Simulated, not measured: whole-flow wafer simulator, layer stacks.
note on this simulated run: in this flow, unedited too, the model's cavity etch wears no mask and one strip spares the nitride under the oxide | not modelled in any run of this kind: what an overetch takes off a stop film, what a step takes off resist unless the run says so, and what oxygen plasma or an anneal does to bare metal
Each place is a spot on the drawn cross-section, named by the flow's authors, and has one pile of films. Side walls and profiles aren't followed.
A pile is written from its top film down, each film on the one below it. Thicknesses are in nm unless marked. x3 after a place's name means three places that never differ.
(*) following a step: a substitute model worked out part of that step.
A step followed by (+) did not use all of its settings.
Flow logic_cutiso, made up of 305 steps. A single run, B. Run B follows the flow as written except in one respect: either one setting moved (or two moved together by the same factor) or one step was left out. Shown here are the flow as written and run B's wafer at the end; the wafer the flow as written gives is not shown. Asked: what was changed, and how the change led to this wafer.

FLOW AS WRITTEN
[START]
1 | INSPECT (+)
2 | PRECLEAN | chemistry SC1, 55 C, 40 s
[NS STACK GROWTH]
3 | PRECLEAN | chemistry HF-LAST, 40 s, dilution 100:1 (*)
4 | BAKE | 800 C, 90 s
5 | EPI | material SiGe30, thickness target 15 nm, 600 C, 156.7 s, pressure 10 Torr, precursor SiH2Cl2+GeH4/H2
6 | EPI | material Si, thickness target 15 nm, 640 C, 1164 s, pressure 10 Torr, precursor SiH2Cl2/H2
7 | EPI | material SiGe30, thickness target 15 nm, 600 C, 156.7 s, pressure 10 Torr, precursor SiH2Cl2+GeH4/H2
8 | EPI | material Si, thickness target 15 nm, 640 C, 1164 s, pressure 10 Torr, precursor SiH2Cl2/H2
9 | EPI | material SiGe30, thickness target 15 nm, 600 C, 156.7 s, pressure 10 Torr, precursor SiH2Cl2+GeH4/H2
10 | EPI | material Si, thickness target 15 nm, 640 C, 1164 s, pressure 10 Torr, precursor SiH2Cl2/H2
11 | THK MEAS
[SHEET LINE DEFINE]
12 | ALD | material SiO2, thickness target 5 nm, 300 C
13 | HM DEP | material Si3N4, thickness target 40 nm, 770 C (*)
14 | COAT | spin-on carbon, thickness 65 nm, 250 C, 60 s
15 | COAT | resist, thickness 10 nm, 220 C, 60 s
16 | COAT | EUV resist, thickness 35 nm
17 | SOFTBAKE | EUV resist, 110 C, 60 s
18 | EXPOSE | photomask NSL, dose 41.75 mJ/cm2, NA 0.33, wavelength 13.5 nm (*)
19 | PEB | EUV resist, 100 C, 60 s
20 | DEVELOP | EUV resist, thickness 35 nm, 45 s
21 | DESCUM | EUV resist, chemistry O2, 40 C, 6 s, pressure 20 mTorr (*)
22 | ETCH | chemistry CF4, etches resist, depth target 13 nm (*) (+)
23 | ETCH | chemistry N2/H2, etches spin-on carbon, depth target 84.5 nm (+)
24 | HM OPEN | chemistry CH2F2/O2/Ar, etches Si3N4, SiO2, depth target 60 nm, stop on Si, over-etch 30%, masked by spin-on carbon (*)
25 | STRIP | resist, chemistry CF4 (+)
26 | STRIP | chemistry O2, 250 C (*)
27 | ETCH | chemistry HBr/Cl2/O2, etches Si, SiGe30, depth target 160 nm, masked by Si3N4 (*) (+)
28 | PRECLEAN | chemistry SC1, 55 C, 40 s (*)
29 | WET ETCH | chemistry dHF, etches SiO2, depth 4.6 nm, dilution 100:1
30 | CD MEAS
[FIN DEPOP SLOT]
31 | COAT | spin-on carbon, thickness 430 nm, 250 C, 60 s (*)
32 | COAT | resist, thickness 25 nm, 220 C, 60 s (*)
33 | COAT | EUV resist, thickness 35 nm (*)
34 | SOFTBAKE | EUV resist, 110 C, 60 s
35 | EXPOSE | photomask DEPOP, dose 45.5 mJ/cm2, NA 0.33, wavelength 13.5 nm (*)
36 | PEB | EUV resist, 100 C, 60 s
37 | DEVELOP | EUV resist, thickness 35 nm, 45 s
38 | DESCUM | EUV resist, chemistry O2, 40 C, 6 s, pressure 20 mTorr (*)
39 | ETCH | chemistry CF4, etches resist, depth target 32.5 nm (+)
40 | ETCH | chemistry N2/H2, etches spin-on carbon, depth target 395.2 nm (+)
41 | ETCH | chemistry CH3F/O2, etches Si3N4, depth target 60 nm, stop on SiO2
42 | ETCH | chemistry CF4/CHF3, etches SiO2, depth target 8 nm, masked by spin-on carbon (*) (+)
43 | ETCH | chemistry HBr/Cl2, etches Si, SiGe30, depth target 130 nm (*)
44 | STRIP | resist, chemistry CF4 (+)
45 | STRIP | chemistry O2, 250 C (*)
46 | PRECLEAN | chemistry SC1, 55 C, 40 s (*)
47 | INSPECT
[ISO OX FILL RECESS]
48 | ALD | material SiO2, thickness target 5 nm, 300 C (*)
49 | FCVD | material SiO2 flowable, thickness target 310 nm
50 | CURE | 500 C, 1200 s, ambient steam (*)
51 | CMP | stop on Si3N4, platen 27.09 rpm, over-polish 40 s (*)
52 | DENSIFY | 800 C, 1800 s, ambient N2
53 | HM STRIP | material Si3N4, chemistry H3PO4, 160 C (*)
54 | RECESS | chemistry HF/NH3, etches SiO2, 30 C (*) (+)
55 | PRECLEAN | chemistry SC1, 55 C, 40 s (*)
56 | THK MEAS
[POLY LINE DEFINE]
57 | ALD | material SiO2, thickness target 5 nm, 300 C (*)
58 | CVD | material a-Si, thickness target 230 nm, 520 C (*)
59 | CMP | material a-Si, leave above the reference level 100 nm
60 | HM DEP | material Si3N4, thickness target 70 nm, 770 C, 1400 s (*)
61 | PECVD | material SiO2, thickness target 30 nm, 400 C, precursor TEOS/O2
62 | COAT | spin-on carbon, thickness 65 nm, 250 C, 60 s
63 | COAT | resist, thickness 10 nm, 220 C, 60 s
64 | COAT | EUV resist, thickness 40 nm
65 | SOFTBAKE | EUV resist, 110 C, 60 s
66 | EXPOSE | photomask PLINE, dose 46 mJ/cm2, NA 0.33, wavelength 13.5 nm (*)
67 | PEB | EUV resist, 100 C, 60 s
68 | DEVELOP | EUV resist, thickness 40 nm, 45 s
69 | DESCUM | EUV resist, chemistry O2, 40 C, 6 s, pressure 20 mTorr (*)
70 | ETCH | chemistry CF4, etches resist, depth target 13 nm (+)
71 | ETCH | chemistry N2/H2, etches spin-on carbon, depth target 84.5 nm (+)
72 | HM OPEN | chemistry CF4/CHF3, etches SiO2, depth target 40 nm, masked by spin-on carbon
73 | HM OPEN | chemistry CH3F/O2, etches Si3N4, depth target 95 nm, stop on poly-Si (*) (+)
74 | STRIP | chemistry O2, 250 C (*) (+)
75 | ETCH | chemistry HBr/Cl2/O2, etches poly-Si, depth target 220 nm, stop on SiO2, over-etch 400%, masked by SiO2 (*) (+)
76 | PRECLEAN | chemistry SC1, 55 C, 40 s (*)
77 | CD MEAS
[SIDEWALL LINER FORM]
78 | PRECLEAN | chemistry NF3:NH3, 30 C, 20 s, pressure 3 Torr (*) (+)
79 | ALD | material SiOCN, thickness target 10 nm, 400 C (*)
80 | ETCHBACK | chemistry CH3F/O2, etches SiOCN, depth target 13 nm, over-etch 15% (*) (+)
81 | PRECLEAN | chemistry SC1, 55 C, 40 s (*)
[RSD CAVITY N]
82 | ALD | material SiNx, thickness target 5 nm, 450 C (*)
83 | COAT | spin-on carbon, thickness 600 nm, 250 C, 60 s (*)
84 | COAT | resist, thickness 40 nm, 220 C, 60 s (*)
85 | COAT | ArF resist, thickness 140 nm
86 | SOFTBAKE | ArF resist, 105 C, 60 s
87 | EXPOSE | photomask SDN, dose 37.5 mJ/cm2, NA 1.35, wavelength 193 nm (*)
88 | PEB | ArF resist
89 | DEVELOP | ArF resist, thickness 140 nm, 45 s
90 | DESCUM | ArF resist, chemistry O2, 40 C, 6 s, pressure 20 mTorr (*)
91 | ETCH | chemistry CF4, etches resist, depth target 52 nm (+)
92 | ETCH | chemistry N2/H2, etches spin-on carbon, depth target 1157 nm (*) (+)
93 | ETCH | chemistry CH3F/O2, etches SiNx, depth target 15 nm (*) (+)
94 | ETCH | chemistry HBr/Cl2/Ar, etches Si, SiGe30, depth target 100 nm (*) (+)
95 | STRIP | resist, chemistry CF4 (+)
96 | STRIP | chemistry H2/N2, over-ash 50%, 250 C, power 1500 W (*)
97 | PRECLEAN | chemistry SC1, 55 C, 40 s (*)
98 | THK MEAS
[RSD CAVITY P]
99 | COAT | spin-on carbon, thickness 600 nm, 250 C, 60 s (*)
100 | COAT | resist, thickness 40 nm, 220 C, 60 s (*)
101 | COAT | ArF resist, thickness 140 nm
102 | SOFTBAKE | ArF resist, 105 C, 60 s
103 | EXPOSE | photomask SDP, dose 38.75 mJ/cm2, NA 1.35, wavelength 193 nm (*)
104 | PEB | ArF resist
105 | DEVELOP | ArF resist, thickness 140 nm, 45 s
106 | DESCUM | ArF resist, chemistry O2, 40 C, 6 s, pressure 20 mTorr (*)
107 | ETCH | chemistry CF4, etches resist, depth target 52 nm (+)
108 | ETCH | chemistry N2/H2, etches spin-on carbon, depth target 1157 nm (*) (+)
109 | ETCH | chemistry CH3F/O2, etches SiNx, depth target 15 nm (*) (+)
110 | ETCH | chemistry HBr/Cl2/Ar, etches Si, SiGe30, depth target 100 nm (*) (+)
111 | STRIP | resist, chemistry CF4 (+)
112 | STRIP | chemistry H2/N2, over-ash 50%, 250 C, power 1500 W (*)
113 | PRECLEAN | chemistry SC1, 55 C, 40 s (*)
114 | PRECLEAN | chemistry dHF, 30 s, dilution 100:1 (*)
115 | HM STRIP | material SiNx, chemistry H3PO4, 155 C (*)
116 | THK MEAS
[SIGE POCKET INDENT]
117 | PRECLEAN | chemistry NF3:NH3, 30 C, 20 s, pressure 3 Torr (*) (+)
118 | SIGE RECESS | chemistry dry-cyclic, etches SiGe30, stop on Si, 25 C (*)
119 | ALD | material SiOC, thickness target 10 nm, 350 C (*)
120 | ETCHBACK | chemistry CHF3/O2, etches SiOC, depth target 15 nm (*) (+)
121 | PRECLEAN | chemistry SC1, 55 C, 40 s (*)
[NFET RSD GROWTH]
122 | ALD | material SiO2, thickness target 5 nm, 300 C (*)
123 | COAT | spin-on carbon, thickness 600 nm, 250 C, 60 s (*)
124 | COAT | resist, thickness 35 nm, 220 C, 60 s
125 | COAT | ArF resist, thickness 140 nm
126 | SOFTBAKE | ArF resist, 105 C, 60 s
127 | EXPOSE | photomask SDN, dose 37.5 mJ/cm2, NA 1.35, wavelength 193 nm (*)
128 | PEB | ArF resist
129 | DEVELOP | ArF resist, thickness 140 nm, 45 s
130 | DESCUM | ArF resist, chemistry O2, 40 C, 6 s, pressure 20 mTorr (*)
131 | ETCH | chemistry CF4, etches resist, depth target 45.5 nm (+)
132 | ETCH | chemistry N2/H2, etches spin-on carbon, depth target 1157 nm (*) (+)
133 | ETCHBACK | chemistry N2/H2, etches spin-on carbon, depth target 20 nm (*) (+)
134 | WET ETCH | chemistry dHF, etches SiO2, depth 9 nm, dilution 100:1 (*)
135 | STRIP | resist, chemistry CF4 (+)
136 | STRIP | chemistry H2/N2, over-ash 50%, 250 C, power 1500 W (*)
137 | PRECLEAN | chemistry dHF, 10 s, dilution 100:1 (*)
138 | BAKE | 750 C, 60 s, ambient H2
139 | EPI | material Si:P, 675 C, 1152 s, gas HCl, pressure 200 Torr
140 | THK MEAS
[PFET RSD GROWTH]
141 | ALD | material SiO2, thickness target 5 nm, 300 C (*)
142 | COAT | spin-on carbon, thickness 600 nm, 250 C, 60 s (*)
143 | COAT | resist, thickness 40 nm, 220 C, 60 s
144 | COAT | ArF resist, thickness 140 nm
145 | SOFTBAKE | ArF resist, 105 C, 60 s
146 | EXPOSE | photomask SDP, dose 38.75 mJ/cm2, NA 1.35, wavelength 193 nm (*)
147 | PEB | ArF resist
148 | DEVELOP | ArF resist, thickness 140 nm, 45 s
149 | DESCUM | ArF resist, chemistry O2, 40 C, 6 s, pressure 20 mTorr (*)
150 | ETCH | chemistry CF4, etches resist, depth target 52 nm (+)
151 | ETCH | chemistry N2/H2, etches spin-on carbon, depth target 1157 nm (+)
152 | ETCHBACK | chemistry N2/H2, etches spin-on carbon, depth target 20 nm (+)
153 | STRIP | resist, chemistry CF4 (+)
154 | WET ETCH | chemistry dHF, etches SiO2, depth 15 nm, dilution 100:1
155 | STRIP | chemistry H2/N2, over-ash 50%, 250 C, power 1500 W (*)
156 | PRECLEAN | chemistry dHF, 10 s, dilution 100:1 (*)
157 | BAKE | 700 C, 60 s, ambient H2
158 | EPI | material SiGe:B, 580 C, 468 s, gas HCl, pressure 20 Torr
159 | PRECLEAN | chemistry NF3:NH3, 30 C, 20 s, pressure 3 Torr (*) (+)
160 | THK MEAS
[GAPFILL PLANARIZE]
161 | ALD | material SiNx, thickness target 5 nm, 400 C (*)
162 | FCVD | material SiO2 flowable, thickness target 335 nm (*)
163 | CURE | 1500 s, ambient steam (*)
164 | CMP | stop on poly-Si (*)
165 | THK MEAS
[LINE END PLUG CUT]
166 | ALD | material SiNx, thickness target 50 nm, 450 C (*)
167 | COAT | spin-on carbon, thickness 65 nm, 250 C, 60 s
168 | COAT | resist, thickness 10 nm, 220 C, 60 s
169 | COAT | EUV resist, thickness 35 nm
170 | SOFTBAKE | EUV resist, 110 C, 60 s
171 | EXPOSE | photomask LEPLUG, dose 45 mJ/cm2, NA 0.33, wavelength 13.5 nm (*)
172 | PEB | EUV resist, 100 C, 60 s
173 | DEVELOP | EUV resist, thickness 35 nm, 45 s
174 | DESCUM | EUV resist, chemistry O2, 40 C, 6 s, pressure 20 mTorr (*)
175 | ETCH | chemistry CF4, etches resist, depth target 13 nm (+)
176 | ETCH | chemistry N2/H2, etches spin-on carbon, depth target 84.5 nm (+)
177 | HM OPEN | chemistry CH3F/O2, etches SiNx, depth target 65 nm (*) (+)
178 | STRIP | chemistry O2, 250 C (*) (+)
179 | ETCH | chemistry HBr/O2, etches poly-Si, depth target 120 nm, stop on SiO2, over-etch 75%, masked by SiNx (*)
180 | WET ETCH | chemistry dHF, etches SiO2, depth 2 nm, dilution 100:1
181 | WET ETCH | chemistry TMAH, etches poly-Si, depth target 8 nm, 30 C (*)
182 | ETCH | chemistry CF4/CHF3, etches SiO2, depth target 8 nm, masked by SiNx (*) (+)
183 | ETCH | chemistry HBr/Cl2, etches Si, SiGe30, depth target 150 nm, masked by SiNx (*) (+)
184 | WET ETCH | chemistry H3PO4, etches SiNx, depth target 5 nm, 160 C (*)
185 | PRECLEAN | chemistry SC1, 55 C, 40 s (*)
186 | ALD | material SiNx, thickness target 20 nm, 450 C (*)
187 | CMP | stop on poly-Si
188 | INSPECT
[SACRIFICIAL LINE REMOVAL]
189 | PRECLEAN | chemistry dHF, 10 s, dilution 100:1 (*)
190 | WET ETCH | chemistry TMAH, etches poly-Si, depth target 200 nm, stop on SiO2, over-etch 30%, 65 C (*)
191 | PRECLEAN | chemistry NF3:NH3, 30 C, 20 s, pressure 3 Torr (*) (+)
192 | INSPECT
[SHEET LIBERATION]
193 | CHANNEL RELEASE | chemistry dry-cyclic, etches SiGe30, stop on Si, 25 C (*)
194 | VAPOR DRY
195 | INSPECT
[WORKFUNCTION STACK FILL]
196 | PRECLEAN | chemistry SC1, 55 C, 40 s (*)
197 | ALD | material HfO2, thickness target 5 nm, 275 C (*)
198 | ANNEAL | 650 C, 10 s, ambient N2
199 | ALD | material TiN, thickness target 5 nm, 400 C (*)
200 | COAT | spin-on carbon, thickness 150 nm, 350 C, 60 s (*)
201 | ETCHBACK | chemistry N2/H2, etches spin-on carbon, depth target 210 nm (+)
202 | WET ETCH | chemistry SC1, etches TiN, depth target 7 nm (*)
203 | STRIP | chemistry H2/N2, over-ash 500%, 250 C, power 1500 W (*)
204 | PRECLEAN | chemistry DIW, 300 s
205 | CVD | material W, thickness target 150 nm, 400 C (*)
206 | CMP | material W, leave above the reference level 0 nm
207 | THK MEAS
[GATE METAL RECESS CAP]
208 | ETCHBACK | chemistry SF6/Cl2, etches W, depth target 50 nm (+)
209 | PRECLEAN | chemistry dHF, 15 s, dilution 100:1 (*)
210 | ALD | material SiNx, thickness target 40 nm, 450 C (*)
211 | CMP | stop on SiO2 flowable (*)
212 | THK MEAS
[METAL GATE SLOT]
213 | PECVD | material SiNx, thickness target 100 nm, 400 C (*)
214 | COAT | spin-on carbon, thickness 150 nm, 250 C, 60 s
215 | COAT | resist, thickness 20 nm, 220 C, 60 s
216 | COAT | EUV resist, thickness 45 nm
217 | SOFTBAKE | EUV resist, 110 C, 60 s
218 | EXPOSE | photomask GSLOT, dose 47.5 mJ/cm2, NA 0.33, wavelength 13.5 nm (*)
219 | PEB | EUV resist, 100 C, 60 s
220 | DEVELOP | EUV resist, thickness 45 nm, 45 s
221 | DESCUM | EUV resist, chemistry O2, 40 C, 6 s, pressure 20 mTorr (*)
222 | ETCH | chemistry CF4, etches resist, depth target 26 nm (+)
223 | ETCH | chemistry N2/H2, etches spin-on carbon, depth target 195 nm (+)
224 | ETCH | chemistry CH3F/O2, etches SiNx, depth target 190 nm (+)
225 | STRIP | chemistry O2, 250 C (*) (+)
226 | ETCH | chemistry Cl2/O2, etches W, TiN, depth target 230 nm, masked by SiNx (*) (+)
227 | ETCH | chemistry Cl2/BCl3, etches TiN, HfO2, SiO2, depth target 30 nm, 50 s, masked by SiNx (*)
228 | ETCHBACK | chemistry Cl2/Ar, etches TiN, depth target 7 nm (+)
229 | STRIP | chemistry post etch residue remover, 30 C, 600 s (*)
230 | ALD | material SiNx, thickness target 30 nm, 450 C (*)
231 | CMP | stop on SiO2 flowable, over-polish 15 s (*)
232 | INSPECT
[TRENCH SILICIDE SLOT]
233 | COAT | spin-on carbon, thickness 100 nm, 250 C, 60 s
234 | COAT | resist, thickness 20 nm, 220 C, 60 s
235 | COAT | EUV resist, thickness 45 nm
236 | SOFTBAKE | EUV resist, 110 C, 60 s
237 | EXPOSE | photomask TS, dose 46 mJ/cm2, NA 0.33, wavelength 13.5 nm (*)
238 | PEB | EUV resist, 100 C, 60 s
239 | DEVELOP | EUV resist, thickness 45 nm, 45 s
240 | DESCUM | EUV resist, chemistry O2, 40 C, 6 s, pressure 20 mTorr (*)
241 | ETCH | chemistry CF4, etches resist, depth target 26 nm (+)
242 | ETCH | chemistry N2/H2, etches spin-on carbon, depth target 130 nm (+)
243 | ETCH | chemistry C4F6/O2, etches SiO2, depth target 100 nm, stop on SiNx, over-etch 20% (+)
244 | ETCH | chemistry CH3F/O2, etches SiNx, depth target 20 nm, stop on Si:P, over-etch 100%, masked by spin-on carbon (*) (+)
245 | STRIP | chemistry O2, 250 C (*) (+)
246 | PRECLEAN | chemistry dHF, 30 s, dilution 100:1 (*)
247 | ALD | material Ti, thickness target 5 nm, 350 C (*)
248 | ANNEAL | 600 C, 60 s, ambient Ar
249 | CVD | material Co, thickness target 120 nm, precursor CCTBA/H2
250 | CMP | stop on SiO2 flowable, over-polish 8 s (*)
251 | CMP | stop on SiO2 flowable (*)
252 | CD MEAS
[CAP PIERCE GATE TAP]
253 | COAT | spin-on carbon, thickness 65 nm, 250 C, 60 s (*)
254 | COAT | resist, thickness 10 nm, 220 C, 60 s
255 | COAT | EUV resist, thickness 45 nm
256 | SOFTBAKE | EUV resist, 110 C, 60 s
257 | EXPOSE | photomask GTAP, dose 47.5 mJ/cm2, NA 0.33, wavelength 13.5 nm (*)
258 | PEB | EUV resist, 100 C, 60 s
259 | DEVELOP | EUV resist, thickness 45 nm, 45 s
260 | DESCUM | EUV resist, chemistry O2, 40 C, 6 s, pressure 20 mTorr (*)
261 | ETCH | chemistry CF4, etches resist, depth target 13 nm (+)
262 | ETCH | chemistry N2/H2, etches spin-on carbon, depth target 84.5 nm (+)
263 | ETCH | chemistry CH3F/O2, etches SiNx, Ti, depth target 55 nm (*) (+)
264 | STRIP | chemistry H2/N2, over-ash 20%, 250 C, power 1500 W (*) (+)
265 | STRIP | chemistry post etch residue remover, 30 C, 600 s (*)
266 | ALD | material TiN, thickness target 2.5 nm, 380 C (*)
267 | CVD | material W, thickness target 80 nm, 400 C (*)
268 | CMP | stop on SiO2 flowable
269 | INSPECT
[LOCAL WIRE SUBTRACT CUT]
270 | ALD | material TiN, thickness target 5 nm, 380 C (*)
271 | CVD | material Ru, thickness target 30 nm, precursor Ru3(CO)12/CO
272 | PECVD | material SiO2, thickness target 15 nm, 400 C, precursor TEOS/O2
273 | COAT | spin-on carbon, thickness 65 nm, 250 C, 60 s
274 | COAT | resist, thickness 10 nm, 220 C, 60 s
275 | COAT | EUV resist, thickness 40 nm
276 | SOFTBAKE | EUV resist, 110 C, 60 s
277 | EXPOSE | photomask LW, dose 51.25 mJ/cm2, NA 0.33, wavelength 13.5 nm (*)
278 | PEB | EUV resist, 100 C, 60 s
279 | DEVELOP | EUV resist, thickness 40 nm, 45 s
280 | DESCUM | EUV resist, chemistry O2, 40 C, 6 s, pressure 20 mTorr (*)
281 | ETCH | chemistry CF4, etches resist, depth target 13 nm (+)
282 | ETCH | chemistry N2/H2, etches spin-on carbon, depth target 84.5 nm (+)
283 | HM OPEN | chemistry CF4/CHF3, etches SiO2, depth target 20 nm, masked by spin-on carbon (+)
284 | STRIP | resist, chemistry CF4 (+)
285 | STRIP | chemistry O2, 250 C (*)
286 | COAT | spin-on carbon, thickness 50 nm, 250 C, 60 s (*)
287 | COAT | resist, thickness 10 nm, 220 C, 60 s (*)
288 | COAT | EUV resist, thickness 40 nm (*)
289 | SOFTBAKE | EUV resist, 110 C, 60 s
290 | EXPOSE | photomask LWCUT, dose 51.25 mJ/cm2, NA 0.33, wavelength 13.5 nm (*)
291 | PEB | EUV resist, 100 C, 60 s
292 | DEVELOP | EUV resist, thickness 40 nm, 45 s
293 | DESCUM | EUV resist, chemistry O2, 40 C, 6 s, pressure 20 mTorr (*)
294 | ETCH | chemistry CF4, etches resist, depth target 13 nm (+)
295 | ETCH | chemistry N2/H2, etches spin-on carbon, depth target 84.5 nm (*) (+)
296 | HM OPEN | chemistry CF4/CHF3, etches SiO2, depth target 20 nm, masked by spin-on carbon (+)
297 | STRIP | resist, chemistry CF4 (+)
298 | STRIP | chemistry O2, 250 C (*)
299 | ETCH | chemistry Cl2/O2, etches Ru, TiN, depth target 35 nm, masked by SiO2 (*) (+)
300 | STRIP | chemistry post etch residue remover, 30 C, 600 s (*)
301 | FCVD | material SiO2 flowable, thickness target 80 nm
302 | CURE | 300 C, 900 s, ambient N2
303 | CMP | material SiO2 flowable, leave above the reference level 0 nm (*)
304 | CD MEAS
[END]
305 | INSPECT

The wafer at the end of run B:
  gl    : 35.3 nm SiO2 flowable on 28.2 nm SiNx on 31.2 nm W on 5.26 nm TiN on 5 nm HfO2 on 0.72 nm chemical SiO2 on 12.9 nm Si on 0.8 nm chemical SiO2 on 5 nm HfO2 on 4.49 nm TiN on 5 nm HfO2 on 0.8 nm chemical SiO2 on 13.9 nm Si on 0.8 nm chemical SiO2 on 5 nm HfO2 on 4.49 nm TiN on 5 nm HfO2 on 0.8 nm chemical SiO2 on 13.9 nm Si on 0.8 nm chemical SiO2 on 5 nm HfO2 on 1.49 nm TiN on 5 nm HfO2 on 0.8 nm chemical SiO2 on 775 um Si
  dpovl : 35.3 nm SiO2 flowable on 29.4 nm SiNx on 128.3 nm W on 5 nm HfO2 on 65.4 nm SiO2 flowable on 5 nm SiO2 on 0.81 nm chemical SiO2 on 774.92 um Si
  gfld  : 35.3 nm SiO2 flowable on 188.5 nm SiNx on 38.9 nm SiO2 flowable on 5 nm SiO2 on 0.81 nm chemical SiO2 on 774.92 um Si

What caused this: step 5, EPI: 125.4 s was run, while the flow as written has 156.7 s.

The path from the change to this, step by step:
  5 | EPI | material SiGe30, thickness target 15 nm, 600 C, 156.7 s, pressure 10 Torr, precursor SiH2Cl2+GeH4/H2
      depop, dpovl, gfld and 19 more: +12 SiGe30 (new film) (in the flow as written it would be: +15 SiGe30 (new film))
  27 | ETCH | chemistry HBr/Cl2/O2, etches Si, SiGe30, depth target 160 nm, masked by Si3N4 (*) (+)
      gfld, gxf, iso, lnri: -0.79 chemical SiO2 (all of it), -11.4 Si (all of it), -15 SiGe30 (all of it), -15 Si (all of it), -15 SiGe30 (all of it), -15 Si (all of it), -12 SiGe30 (all of it), -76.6 Si (in the flow as written it would be: -0.79 chemical SiO2 (all of it), -11.4 Si (all of it), -15 SiGe30 (all of it), -15 Si (all of it), -15 SiGe30 (all of it), -15 Si (all of it), -15 SiGe30 (all of it), -73.6 Si)
      dpovl, nsgap: -0.79 chemical SiO2 (all of it), -11.8 Si (all of it), -15 SiGe30 (all of it), -15 Si (all of it), -15 SiGe30 (all of it), -15 Si (all of it), -12 SiGe30 (all of it), -76.2 Si (in the flow as written it would be: -0.79 chemical SiO2 (all of it), -11.8 Si (all of it), -15 SiGe30 (all of it), -15 Si (all of it), -15 SiGe30 (all of it), -15 Si (all of it), -15 SiGe30 (all of it), -73.2 Si)
      (and at 1 other place as well)
  43 | ETCH | chemistry HBr/Cl2, etches Si, SiGe30, depth target 130 nm (*)
      depop: -14 Si (all of it), -15 SiGe30 (all of it), -15 Si (all of it), -15 SiGe30 (all of it), -15 Si (all of it), -12 SiGe30 (all of it), -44 Si (in the flow as written it would be: -14 Si (all of it), -15 SiGe30 (all of it), -15 Si (all of it), -15 SiGe30 (all of it), -15 Si (all of it), -15 SiGe30 (all of it), -41 Si)
  94 | ETCH | chemistry HBr/Cl2/Ar, etches Si, SiGe30, depth target 100 nm (*) (+)
      rsdn, rsdx: -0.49 chemical SiO2 (all of it), -12.8 Si (all of it), -15 SiGe30 (all of it), -15 Si (all of it), -15 SiGe30 (all of it), -15 Si (all of it), -12 SiGe30 (all of it), -15.2 Si (in the flow as written it would be: -0.49 chemical SiO2 (all of it), -12.8 Si (all of it), -15 SiGe30 (all of it), -15 Si (all of it), -15 SiGe30 (all of it), -15 Si (all of it), -15 SiGe30 (all of it), -12.2 Si)
  110 | ETCH | chemistry HBr/Cl2/Ar, etches Si, SiGe30, depth target 100 nm (*) (+)
      rsdp, rsdw: -0.49 chemical SiO2 (all of it), -12.8 Si (all of it), -15 SiGe30 (all of it), -15 Si (all of it), -15 SiGe30 (all of it), -15 Si (all of it), -12 SiGe30 (all of it), -15.2 Si (in the flow as written it would be: -0.49 chemical SiO2 (all of it), -12.8 Si (all of it), -15 SiGe30 (all of it), -15 Si (all of it), -15 SiGe30 (all of it), -15 Si (all of it), -15 SiGe30 (all of it), -12.2 Si)
  118 | SIGE RECESS | chemistry dry-cyclic, etches SiGe30, stop on Si, 25 C (*)
      lnr, lnrp, lnrt: -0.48 SiOCN, -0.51 Si, +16 cavity (new film), -15 SiGe30 (all of it), -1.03 Si, +16 cavity (new film), -15 SiGe30 (all of it), -1.03 Si, +13 cavity (new film), -12 SiGe30 (all of it), -0.51 Si (in the flow as written it would be: -0.48 SiOCN, -0.51 Si, +16 cavity (new film), -15 SiGe30 (all of it), -1.03 Si, +16 cavity (new film), -15 SiGe30 (all of it), -1.03 Si, +16 cavity (new film), -15 SiGe30 (all of it), -0.51 Si)
  119 | ALD | material SiOC, thickness target 10 nm, 350 C (*)
      lnr, lnrp, lnrt: +10 SiOC (new film), +16 SiOC (new film), -16 cavity (all of it), +16 SiOC (new film), -16 cavity (all of it), +13 SiOC (new film), -13 cavity (all of it) (in the flow as written it would be: +10 SiOC (new film), +16 SiOC (new film), -16 cavity (all of it), +16 SiOC (new film), -16 cavity (all of it), +16 SiOC (new film), -16 cavity (all of it))
  183 | ETCH | chemistry HBr/Cl2, etches Si, SiGe30, depth target 150 nm, masked by SiNx (*) (+)
      plug: -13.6 Si (all of it), -15 SiGe30 (all of it), -15 Si (all of it), -15 SiGe30 (all of it), -15 Si (all of it), -12 SiGe30 (all of it), -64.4 Si (in the flow as written it would be: -13.6 Si (all of it), -15 SiGe30 (all of it), -15 Si (all of it), -15 SiGe30 (all of it), -15 Si (all of it), -15 SiGe30 (all of it), -61.4 Si)
  193 | CHANNEL RELEASE | chemistry dry-cyclic, etches SiGe30, stop on Si, 25 C (*)
      gl, glp, gxn, gxp, ns, tap: +0.8 chemical SiO2 (new film), -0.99 Si, +0.8 chemical SiO2 (new film), +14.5 cavity (new film), +0.8 chemical SiO2 (new film), -15 SiGe30 (all of it), -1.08 Si, +0.8 chemical SiO2 (new film), +14.5 cavity (new film), +0.8 chemical SiO2 (new film), -15 SiGe30 (all of it), -1.08 Si, +0.8 chemical SiO2 (new film), +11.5 cavity (new film), +0.8 chemical SiO2 (new film), -12 SiGe30 (all of it), -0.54 Si (in the flow as written it would be: +0.8 chemical SiO2 (new film), -0.99 Si, +0.8 chemical SiO2 (new film), +14.5 cavity (new film), +0.8 chemical SiO2 (new film), -15 SiGe30 (all of it), -1.08 Si, +0.8 chemical SiO2 (new film), +14.5 cavity (new film), +0.8 chemical SiO2 (new film), -15 SiGe30 (all of it), -1.08 Si, +0.8 chemical SiO2 (new film), +14.5 cavity (new film), +0.8 chemical SiO2 (new film), -15 SiGe30 (all of it), -0.54 Si)
  199 | ALD | material TiN, thickness target 5 nm, 400 C (*)
      gl, glp, tap: +5.26 TiN (new film), +4.49 TiN (new film), -4.49 cavity (all of it), +4.49 TiN (new film), -4.49 cavity (all of it), +1.49 TiN (new film), -1.49 cavity (all of it) (in the flow as written it would be: +5.26 TiN (new film), +4.49 TiN (new film), -4.49 cavity (all of it), +4.49 TiN (new film), -4.49 cavity (all of it), +4.49 TiN (new film), -4.49 cavity (all of it))
      gxn, gxp, ns: +5 TiN (new film), +4.49 TiN (new film), -4.49 cavity (all of it), +4.49 TiN (new film), -4.49 cavity (all of it), +1.49 TiN (new film), -1.49 cavity (all of it) (in the flow as written it would be: +5 TiN (new film), +4.49 TiN (new film), -4.49 cavity (all of it), +4.49 TiN (new film), -4.49 cavity (all of it), +4.49 TiN (new film), -4.49 cavity (all of it))
